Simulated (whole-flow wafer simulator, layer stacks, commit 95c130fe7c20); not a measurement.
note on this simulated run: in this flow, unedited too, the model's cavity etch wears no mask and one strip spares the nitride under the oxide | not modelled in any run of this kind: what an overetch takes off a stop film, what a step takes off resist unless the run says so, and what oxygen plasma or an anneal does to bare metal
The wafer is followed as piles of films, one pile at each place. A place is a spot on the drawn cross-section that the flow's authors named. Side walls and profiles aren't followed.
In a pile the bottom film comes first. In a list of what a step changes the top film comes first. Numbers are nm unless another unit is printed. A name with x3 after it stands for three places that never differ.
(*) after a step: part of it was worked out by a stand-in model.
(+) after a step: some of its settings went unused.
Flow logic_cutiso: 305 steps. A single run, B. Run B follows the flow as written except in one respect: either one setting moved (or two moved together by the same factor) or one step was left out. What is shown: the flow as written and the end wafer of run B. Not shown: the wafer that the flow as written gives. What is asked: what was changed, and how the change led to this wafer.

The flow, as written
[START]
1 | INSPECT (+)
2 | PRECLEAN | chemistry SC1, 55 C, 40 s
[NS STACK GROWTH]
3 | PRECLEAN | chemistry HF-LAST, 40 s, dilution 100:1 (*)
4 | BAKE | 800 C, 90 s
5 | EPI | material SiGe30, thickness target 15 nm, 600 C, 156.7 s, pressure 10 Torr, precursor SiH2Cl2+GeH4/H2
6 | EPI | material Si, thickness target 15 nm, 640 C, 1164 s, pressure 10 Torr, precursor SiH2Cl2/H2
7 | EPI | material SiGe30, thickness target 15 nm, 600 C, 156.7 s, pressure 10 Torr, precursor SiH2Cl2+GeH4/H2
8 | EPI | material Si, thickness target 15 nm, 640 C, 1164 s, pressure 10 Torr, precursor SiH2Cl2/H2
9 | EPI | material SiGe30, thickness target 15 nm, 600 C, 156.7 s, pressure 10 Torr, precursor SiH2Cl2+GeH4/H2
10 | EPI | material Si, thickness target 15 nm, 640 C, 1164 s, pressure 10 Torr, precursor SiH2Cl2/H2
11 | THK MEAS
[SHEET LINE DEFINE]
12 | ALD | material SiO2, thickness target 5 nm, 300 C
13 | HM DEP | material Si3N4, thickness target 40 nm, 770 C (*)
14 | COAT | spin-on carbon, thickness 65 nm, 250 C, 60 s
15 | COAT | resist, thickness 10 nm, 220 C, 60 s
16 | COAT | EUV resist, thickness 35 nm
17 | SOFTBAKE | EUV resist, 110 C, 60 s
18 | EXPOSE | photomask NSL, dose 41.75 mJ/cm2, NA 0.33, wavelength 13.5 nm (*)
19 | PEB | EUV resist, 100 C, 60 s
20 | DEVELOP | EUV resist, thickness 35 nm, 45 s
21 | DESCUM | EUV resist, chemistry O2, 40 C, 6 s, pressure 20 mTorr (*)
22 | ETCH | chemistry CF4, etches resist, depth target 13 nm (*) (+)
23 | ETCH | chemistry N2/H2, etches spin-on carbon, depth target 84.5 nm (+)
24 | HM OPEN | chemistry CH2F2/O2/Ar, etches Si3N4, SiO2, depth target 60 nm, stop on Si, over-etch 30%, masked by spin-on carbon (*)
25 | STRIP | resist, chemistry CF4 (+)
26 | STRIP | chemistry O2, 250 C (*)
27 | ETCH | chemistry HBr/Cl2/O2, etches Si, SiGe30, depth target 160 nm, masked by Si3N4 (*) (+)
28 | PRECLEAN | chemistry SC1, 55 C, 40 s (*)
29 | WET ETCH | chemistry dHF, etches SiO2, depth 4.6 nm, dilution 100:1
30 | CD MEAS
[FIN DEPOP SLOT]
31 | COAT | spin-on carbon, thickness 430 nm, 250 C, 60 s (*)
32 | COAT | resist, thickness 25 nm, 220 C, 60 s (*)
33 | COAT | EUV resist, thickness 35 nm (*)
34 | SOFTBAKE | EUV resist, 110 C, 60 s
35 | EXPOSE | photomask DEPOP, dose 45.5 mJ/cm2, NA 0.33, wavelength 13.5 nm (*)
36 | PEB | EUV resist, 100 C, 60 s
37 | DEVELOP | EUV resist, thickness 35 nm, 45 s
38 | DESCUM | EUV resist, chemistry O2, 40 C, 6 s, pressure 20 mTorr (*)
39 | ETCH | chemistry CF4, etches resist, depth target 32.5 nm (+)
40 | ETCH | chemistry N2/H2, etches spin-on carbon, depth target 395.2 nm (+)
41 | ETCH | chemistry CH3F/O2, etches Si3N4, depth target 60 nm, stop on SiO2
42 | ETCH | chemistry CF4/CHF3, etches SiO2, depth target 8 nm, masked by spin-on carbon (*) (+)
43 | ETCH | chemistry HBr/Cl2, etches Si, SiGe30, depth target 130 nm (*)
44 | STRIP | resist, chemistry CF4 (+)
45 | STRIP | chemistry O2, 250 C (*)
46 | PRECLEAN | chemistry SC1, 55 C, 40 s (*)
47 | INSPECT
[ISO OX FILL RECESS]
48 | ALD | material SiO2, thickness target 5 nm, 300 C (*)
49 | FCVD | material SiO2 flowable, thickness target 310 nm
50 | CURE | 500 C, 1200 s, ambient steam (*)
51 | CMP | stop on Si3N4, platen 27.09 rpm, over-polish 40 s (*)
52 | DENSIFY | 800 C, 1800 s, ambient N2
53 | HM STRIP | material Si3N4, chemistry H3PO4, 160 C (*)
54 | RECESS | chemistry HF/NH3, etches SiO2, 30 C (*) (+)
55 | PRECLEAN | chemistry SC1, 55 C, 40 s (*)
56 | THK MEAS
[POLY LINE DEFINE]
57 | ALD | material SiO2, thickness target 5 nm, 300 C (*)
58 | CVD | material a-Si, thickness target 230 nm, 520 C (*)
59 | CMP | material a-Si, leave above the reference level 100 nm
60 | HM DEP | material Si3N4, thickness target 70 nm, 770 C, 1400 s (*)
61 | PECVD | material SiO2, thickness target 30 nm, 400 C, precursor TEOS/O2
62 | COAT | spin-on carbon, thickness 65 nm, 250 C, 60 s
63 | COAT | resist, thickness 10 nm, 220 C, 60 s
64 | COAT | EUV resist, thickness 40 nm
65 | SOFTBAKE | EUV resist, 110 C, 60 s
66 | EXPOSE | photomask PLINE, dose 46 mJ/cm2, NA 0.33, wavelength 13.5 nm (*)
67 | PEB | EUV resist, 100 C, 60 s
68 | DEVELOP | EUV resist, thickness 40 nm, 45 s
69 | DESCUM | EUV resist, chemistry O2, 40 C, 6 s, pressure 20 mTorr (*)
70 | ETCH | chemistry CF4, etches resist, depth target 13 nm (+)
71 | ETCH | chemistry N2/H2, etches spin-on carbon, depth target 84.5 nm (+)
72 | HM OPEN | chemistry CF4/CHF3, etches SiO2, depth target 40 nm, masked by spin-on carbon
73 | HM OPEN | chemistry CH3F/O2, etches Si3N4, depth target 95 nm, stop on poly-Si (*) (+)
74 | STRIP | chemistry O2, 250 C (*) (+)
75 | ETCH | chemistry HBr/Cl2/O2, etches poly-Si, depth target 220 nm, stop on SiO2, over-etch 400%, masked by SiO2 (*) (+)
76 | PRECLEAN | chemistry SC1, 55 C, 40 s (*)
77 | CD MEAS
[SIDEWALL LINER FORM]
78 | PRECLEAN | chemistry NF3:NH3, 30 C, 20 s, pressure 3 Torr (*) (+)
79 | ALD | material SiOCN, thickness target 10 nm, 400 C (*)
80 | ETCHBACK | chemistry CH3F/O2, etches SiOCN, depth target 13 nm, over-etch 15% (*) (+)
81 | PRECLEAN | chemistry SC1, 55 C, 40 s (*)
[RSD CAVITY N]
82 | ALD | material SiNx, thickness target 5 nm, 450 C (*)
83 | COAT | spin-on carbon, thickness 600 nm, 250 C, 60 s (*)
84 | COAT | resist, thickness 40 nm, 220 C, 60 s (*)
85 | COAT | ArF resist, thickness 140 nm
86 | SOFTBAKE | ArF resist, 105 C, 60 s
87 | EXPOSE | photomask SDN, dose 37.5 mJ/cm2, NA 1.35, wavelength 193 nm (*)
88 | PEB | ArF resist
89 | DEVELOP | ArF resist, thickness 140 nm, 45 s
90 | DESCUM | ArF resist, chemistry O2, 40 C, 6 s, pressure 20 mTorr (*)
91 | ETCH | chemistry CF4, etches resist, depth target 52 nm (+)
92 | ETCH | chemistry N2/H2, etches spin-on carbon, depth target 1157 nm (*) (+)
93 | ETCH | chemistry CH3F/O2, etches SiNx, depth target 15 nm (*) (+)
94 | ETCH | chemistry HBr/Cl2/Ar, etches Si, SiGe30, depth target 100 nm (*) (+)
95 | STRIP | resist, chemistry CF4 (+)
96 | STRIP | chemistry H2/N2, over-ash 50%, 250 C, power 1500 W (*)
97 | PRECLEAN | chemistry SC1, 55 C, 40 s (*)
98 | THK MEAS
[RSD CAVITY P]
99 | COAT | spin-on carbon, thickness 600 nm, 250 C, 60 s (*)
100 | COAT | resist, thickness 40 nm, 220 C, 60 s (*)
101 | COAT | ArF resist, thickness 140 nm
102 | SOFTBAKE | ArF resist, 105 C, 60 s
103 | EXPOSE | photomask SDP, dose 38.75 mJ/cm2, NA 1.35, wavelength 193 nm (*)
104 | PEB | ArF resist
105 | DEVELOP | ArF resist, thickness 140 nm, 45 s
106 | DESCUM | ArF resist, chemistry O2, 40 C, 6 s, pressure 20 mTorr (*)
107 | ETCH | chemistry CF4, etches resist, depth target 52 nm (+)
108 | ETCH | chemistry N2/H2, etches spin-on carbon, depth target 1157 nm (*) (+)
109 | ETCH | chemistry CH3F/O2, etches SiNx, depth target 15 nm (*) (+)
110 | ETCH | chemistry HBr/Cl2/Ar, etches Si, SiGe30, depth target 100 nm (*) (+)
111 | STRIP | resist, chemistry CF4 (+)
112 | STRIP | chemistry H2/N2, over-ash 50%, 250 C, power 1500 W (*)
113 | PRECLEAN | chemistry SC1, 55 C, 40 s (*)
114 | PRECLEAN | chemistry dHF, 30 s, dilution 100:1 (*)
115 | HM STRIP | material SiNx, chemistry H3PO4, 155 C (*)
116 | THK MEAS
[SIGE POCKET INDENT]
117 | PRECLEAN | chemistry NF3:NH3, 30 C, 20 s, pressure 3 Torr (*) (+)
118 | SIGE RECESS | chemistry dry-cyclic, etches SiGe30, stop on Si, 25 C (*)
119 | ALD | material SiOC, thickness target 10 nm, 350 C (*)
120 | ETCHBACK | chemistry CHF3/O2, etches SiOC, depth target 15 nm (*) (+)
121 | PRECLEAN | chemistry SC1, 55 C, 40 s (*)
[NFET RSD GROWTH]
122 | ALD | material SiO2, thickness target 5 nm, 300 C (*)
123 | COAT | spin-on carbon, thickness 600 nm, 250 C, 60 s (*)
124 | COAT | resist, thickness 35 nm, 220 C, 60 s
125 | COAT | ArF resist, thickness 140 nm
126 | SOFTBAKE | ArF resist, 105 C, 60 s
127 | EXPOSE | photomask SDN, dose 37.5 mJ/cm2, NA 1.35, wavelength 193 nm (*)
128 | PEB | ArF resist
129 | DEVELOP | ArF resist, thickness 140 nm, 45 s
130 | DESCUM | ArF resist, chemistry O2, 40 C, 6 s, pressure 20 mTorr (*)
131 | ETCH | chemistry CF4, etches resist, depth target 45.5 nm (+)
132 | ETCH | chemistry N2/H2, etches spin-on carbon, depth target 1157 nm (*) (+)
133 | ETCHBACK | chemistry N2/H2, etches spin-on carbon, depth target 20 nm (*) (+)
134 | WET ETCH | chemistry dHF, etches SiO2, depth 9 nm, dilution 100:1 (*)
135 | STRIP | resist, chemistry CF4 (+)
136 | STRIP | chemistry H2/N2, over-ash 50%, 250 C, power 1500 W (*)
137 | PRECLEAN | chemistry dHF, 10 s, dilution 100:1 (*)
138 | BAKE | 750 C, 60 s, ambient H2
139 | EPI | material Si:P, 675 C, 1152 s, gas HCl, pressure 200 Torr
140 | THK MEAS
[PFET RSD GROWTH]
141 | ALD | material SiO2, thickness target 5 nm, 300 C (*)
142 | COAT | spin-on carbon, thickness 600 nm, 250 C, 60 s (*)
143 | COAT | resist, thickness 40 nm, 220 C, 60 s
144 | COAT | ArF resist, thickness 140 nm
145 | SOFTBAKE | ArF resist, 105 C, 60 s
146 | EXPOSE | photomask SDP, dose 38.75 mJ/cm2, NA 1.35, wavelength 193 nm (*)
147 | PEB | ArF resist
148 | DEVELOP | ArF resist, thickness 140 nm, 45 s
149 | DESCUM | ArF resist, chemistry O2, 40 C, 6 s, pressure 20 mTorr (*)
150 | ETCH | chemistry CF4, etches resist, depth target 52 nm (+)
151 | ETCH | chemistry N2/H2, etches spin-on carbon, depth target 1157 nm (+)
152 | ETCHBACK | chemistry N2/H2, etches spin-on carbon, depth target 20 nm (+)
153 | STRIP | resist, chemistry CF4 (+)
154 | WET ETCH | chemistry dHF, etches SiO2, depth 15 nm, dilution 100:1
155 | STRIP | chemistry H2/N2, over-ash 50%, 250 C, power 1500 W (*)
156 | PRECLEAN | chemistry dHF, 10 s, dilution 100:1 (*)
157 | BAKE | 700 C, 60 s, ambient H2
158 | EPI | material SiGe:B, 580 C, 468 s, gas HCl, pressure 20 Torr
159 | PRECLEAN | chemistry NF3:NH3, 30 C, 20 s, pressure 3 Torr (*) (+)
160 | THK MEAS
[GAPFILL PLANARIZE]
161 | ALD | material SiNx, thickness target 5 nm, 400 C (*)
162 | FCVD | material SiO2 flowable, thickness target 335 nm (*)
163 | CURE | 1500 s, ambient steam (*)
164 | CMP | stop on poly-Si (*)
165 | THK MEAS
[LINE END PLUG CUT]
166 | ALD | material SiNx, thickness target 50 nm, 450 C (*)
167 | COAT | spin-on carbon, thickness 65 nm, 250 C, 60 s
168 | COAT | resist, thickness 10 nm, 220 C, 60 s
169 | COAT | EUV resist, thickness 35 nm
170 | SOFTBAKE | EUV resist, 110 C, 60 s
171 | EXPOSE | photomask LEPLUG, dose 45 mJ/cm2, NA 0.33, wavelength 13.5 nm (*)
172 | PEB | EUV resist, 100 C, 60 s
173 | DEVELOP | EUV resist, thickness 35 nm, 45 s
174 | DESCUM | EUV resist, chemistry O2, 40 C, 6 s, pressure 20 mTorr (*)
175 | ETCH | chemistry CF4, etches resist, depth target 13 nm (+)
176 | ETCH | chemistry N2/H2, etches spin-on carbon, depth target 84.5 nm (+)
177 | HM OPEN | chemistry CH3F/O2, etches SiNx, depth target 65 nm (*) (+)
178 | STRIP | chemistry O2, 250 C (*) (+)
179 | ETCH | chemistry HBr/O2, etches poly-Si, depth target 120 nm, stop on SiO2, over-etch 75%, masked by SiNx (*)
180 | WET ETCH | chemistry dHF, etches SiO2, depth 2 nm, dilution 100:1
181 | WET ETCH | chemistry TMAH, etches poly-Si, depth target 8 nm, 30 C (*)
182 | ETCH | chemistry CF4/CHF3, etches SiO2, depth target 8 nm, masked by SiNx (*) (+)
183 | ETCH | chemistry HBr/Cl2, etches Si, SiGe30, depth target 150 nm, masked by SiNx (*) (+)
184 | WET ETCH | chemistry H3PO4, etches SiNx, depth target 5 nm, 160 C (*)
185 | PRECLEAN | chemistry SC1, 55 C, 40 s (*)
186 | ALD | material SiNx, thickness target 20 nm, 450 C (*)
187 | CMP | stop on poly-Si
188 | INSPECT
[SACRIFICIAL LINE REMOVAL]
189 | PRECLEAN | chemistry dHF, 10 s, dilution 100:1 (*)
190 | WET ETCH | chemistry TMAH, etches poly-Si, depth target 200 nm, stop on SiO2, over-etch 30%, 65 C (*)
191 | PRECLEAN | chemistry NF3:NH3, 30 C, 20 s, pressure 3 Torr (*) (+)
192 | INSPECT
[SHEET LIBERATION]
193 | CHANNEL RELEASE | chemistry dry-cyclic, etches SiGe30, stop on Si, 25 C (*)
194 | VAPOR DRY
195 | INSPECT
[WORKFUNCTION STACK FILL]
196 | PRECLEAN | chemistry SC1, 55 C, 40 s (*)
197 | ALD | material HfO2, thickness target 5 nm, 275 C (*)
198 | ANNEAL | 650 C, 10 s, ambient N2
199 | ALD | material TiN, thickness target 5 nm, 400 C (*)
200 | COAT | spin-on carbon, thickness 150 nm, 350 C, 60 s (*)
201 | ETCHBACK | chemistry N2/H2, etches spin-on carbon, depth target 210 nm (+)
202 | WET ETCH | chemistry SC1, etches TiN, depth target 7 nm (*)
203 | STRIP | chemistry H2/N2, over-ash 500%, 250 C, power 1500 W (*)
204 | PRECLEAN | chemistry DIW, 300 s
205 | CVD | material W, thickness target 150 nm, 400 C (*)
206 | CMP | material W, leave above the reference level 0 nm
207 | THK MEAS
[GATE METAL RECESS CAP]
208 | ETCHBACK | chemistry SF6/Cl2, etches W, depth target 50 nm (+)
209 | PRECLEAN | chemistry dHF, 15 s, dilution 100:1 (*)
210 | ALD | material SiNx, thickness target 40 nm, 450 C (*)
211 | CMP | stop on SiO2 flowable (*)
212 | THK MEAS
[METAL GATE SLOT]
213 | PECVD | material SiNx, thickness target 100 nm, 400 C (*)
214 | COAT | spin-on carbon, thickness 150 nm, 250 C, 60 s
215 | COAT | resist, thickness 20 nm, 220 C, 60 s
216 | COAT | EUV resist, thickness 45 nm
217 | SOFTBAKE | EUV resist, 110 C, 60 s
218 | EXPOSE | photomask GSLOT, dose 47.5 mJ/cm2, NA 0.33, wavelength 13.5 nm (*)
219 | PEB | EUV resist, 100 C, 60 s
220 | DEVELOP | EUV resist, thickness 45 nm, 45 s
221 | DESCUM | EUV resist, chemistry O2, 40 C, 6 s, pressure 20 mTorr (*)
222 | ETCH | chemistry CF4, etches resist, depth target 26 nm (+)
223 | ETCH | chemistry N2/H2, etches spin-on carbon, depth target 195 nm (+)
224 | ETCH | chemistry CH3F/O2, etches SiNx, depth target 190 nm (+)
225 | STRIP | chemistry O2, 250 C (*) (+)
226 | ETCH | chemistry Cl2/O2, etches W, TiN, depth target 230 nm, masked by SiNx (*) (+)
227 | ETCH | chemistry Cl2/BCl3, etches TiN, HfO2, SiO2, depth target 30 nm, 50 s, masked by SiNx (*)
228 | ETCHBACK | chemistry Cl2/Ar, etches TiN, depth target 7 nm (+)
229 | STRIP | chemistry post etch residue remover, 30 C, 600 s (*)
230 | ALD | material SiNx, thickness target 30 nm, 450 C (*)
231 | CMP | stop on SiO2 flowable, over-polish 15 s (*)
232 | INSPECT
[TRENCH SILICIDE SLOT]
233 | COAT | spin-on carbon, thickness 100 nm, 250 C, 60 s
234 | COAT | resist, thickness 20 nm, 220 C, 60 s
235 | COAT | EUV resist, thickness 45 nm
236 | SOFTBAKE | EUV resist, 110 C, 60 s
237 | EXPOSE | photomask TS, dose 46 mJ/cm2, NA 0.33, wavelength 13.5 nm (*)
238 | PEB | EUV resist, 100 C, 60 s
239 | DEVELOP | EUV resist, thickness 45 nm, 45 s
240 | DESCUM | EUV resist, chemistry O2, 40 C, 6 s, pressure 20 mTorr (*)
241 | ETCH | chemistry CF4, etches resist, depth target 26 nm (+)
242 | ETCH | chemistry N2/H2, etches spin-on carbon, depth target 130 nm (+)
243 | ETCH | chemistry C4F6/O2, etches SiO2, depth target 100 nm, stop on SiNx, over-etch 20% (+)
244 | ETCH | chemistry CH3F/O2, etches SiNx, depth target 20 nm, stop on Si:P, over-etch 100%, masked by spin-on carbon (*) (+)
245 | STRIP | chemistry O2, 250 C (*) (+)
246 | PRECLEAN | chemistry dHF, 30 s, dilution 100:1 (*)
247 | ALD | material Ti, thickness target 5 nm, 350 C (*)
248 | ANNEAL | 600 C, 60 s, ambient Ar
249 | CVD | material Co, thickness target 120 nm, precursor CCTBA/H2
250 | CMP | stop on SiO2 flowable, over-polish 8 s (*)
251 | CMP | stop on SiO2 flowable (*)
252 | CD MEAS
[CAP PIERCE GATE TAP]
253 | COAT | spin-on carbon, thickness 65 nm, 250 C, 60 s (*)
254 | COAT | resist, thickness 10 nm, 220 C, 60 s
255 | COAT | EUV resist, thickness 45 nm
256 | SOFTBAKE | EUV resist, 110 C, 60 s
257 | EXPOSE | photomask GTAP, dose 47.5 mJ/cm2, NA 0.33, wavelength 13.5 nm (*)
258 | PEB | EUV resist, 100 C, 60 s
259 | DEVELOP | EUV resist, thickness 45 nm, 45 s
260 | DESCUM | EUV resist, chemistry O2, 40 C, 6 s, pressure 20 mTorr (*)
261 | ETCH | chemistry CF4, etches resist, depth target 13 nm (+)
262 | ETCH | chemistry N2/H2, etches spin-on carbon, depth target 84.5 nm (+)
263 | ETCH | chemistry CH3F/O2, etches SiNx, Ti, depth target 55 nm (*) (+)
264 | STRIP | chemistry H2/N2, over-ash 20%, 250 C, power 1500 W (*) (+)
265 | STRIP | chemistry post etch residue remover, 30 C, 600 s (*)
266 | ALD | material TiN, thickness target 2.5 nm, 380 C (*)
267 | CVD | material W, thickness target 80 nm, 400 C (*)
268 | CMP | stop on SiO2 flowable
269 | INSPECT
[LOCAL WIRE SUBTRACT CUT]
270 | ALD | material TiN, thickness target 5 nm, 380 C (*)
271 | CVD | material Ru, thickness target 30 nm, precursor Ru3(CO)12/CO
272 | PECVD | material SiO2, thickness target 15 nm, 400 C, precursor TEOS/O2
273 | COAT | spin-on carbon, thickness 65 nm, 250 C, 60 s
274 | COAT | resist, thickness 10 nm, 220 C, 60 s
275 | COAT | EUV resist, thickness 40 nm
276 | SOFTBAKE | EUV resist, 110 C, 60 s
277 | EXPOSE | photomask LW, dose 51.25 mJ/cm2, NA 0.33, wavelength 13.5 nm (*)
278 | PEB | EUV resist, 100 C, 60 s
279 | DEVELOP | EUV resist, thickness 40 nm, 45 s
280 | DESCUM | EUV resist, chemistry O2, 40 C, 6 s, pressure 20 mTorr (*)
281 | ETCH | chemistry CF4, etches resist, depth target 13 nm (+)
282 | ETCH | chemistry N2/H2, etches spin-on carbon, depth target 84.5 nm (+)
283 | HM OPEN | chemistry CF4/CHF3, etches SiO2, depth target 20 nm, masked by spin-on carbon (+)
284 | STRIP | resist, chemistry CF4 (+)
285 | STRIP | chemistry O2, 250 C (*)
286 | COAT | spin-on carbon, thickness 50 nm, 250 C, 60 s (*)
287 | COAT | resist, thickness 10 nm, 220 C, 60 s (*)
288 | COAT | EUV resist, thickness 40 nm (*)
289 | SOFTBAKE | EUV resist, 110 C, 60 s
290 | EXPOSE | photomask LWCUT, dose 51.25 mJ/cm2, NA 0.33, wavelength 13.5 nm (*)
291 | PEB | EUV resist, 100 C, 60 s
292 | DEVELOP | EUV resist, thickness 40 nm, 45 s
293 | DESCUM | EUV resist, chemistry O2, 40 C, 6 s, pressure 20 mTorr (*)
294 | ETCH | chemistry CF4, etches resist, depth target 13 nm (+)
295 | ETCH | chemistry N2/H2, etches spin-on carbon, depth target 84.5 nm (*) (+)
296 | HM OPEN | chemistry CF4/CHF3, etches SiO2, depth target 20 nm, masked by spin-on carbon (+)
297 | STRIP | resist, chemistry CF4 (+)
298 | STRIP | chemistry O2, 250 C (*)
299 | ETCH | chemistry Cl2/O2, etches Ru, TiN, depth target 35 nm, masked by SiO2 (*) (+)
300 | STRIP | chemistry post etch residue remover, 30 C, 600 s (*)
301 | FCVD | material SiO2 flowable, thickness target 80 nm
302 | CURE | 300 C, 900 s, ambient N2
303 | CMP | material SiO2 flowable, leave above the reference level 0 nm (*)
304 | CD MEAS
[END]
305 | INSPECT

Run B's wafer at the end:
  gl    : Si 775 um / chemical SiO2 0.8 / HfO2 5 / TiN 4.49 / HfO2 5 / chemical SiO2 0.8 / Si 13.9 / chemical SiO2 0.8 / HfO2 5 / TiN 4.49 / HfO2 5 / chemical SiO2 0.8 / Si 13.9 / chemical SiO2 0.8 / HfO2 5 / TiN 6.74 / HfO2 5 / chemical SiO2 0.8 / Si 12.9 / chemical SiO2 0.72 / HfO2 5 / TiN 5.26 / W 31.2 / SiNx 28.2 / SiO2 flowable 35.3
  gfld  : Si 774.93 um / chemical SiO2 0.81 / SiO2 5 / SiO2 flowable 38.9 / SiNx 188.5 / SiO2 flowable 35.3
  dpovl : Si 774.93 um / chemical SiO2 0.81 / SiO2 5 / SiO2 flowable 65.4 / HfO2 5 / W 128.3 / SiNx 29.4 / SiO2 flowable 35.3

The reason: step 9, EPI: 180.2 s was run, whereas the flow has 156.7 s.

Step by step, how the change led to this:
  9 | EPI | material SiGe30, thickness target 15 nm, 600 C, 156.7 s, pressure 10 Torr, precursor SiH2Cl2+GeH4/H2
      depop, dpovl, gfld and 19 more: SiGe30 gains 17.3 (new film) (it would be, as written: SiGe30 gains 15 (new film))
  27 | ETCH | chemistry HBr/Cl2/O2, etches Si, SiGe30, depth target 160 nm, masked by Si3N4 (*) (+)
      gfld, gxf, iso, lnri: chemical SiO2 loses 0.79 (all of it), Si loses 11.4 (all of it), SiGe30 loses 17.3 (all of it), Si loses 15 (all of it), SiGe30 loses 15 (all of it), Si loses 15 (all of it), SiGe30 loses 15 (all of it), Si loses 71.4 (it would be, as written: chemical SiO2 loses 0.79 (all of it), Si loses 11.4 (all of it), SiGe30 loses 15 (all of it), Si loses 15 (all of it), SiGe30 loses 15 (all of it), Si loses 15 (all of it), SiGe30 loses 15 (all of it), Si loses 73.6)
      dpovl, nsgap: chemical SiO2 loses 0.79 (all of it), Si loses 11.8 (all of it), SiGe30 loses 17.3 (all of it), Si loses 15 (all of it), SiGe30 loses 15 (all of it), Si loses 15 (all of it), SiGe30 loses 15 (all of it), Si loses 71 (it would be, as written: chemical SiO2 loses 0.79 (all of it), Si loses 11.8 (all of it), SiGe30 loses 15 (all of it), Si loses 15 (all of it), SiGe30 loses 15 (all of it), Si loses 15 (all of it), SiGe30 loses 15 (all of it), Si loses 73.2)
      (as well as at 1 more place)
  43 | ETCH | chemistry HBr/Cl2, etches Si, SiGe30, depth target 130 nm (*)
      depop: Si loses 14 (all of it), SiGe30 loses 17.3 (all of it), Si loses 15 (all of it), SiGe30 loses 15 (all of it), Si loses 15 (all of it), SiGe30 loses 15 (all of it), Si loses 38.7 (it would be, as written: Si loses 14 (all of it), SiGe30 loses 15 (all of it), Si loses 15 (all of it), SiGe30 loses 15 (all of it), Si loses 15 (all of it), SiGe30 loses 15 (all of it), Si loses 41)
  94 | ETCH | chemistry HBr/Cl2/Ar, etches Si, SiGe30, depth target 100 nm (*) (+)
      rsdn, rsdx: chemical SiO2 loses 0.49 (all of it), Si loses 12.8 (all of it), SiGe30 loses 17.3 (all of it), Si loses 15 (all of it), SiGe30 loses 15 (all of it), Si loses 15 (all of it), SiGe30 loses 15 (all of it), Si loses 9.91 (it would be, as written: chemical SiO2 loses 0.49 (all of it), Si loses 12.8 (all of it), SiGe30 loses 15 (all of it), Si loses 15 (all of it), SiGe30 loses 15 (all of it), Si loses 15 (all of it), SiGe30 loses 15 (all of it), Si loses 12.2)
  110 | ETCH | chemistry HBr/Cl2/Ar, etches Si, SiGe30, depth target 100 nm (*) (+)
      rsdp, rsdw: chemical SiO2 loses 0.49 (all of it), Si loses 12.8 (all of it), SiGe30 loses 17.3 (all of it), Si loses 15 (all of it), SiGe30 loses 15 (all of it), Si loses 15 (all of it), SiGe30 loses 15 (all of it), Si loses 9.91 (it would be, as written: chemical SiO2 loses 0.49 (all of it), Si loses 12.8 (all of it), SiGe30 loses 15 (all of it), Si loses 15 (all of it), SiGe30 loses 15 (all of it), Si loses 15 (all of it), SiGe30 loses 15 (all of it), Si loses 12.2)
  118 | SIGE RECESS | chemistry dry-cyclic, etches SiGe30, stop on Si, 25 C (*)
      lnr, lnrp, lnrt: SiOCN loses 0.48, Si loses 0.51, cavity gains 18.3 (new film), SiGe30 loses 17.3 (all of it), Si loses 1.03, cavity gains 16 (new film), SiGe30 loses 15 (all of it), Si loses 1.03, cavity gains 16 (new film), SiGe30 loses 15 (all of it), Si loses 0.51 (it would be, as written: SiOCN loses 0.48, Si loses 0.51, cavity gains 16 (new film), SiGe30 loses 15 (all of it), Si loses 1.03, cavity gains 16 (new film), SiGe30 loses 15 (all of it), Si loses 1.03, cavity gains 16 (new film), SiGe30 loses 15 (all of it), Si loses 0.51)
  119 | ALD | material SiOC, thickness target 10 nm, 350 C (*)
      lnr, lnrp, lnrt: SiOC gains 10 (new film), SiOC gains 18.3 (new film), cavity loses 18.3 (all of it), SiOC gains 16 (new film), cavity loses 16 (all of it), SiOC gains 16 (new film), cavity loses 16 (all of it) (it would be, as written: SiOC gains 10 (new film), SiOC gains 16 (new film), cavity loses 16 (all of it), SiOC gains 16 (new film), cavity loses 16 (all of it), SiOC gains 16 (new film), cavity loses 16 (all of it))
  183 | ETCH | chemistry HBr/Cl2, etches Si, SiGe30, depth target 150 nm, masked by SiNx (*) (+)
      plug: Si loses 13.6 (all of it), SiGe30 loses 17.3 (all of it), Si loses 15 (all of it), SiGe30 loses 15 (all of it), Si loses 15 (all of it), SiGe30 loses 15 (all of it), Si loses 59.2 (it would be, as written: Si loses 13.6 (all of it), SiGe30 loses 15 (all of it), Si loses 15 (all of it), SiGe30 loses 15 (all of it), Si loses 15 (all of it), SiGe30 loses 15 (all of it), Si loses 61.4)
  193 | CHANNEL RELEASE | chemistry dry-cyclic, etches SiGe30, stop on Si, 25 C (*)
      gl, glp, gxn, gxp, ns, tap: chemical SiO2 gains 0.8 (new film), Si loses 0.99, chemical SiO2 gains 0.8 (new film), cavity gains 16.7 (new film), chemical SiO2 gains 0.8 (new film), SiGe30 loses 17.3 (all of it), Si loses 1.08, chemical SiO2 gains 0.8 (new film), cavity gains 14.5 (new film), chemical SiO2 gains 0.8 (new film), SiGe30 loses 15 (all of it), Si loses 1.08, chemical SiO2 gains 0.8 (new film), cavity gains 14.5 (new film), chemical SiO2 gains 0.8 (new film), SiGe30 loses 15 (all of it), Si loses 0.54 (it would be, as written: chemical SiO2 gains 0.8 (new film), Si loses 0.99, chemical SiO2 gains 0.8 (new film), cavity gains 14.5 (new film), chemical SiO2 gains 0.8 (new film), SiGe30 loses 15 (all of it), Si loses 1.08, chemical SiO2 gains 0.8 (new film), cavity gains 14.5 (new film), chemical SiO2 gains 0.8 (new film), SiGe30 loses 15 (all of it), Si loses 1.08, chemical SiO2 gains 0.8 (new film), cavity gains 14.5 (new film), chemical SiO2 gains 0.8 (new film), SiGe30 loses 15 (all of it), Si loses 0.54)
  199 | ALD | material TiN, thickness target 5 nm, 400 C (*)
      gl, glp, tap: TiN gains 5.26 (new film), TiN gains 6.74 (new film), cavity loses 6.74 (all of it), TiN gains 4.49 (new film), cavity loses 4.49 (all of it), TiN gains 4.49 (new film), cavity loses 4.49 (all of it) (it would be, as written: TiN gains 5.26 (new film), TiN gains 4.49 (new film), cavity loses 4.49 (all of it), TiN gains 4.49 (new film), cavity loses 4.49 (all of it), TiN gains 4.49 (new film), cavity loses 4.49 (all of it))
      gxn, gxp, ns: TiN gains 5 (new film), TiN gains 6.74 (new film), cavity loses 6.74 (all of it), TiN gains 4.49 (new film), cavity loses 4.49 (all of it), TiN gains 4.49 (new film), cavity loses 4.49 (all of it) (it would be, as written: TiN gains 5 (new film), TiN gains 4.49 (new film), cavity loses 4.49 (all of it), TiN gains 4.49 (new film), cavity loses 4.49 (all of it), TiN gains 4.49 (new film), cavity loses 4.49 (all of it))
